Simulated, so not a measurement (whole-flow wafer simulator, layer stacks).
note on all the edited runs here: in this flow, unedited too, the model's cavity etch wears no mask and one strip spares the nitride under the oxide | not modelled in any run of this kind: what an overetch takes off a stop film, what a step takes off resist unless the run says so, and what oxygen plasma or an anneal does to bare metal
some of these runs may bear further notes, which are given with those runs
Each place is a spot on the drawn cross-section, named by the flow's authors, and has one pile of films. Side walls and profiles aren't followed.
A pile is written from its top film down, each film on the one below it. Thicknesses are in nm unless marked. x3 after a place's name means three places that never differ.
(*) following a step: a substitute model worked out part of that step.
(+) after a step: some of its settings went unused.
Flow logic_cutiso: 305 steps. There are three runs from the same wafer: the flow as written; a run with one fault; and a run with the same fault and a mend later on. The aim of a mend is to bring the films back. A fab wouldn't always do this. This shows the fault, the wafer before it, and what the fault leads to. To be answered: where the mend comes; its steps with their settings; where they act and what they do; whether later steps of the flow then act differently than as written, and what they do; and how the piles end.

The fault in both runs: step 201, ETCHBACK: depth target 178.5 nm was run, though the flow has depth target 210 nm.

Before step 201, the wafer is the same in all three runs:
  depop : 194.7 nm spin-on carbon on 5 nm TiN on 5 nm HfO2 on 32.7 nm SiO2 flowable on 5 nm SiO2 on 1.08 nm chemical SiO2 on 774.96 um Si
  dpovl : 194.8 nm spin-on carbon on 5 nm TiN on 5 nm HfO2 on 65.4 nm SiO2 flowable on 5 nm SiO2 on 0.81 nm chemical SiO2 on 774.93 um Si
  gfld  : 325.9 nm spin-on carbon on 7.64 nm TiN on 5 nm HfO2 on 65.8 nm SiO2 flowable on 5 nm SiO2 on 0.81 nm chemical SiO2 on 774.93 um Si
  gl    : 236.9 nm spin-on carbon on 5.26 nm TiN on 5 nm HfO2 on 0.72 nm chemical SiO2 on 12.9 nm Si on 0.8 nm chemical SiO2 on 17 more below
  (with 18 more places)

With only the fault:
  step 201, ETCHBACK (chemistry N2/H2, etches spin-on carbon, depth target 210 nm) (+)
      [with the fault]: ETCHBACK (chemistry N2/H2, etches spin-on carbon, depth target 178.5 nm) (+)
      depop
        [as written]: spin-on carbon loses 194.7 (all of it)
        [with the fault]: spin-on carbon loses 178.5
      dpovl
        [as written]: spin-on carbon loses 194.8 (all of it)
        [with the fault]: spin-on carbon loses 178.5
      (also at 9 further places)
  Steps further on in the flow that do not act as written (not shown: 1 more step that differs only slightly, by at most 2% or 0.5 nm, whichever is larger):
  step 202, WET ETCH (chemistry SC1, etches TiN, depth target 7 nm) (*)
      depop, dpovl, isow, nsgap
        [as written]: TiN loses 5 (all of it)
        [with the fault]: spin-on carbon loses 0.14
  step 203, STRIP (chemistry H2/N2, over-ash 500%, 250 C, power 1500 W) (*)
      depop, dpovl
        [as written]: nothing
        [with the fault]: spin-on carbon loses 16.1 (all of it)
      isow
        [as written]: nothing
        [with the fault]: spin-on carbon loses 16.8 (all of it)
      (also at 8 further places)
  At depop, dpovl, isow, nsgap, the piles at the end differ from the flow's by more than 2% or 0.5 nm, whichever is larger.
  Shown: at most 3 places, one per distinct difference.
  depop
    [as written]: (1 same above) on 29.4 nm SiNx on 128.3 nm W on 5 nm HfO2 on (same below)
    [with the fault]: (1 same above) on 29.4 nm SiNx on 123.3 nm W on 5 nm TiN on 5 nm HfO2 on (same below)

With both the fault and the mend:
  After step 201 comes the mend.
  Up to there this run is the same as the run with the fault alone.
  step 201a, ETCHBACK (chemistry N2/H2, etches spin-on carbon, depth target 31.5 nm) (+) (a further turn of the flow's step 201, with different settings)
      gfld, gl, glp, gxf, gxn, gxp, tap
        spin-on carbon loses 31.5
      depop
        spin-on carbon loses 16.2 (all of it)
      dpovl
        spin-on carbon loses 16.3 (all of it)
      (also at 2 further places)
  Every later step of the flow that is run acts as written at every place that is followed.
  By the end, the piles equal the flow's at every place that both follow.
